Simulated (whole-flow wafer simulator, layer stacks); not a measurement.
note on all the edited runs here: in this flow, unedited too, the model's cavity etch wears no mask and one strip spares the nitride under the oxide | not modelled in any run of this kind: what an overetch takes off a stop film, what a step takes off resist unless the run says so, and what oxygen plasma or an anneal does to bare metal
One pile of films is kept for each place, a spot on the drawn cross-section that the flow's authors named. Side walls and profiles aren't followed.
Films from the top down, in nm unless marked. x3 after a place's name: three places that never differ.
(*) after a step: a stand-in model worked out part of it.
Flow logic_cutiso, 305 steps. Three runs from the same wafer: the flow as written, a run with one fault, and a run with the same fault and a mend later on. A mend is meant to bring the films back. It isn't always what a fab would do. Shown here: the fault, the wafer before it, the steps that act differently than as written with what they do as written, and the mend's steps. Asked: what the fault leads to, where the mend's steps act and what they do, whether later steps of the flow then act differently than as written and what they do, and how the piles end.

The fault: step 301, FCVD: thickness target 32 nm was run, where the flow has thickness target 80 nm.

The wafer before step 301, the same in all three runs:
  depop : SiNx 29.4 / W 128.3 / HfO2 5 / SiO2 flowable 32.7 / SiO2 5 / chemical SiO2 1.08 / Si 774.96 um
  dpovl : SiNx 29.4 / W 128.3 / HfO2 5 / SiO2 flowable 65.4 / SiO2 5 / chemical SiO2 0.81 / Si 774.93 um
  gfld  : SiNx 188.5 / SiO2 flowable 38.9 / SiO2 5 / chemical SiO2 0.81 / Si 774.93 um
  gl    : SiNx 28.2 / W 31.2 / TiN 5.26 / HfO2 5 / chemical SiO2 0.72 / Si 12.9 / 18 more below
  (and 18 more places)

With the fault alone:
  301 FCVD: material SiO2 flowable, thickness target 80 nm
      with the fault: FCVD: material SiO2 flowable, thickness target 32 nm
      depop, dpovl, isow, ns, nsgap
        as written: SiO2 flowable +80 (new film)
        with the fault: SiO2 flowable +32 (new film)
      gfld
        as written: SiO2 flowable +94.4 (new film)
        with the fault: SiO2 flowable +38 (new film)
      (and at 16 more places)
  Later steps of the flow that act differently than as written (1 more step differs only slightly, by at most 2% or 0.5 nm, whichever is larger, and isn't shown):
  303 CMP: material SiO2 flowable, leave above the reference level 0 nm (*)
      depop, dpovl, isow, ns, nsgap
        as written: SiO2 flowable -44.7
        with the fault: nothing
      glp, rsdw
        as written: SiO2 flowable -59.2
        with the fault: SiO2 flowable -13
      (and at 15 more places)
  At the end the piles differ from the flow's by more than 2% or 0.5 nm, whichever is larger, at depop, dpovl, isow, ns, nsgap.
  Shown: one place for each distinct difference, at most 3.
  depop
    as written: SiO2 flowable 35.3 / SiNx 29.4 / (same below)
    with the fault: SiO2 flowable 32 / SiNx 29.4 / (same below)

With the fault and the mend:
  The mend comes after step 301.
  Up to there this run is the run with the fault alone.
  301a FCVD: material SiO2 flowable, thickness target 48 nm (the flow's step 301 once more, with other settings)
      depop, dpovl, isow, ns, nsgap
        SiO2 flowable +48
      glp, rsdw
        SiO2 flowable +46.2
      lnrt, tap
        SiO2 flowable +40.4
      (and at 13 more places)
  No later step of the flow acts differently than as written, at any place that is followed, by more than 2% or 0.5 nm, whichever is larger.
  At the end the piles are the same as the flow's at every place that both follow.
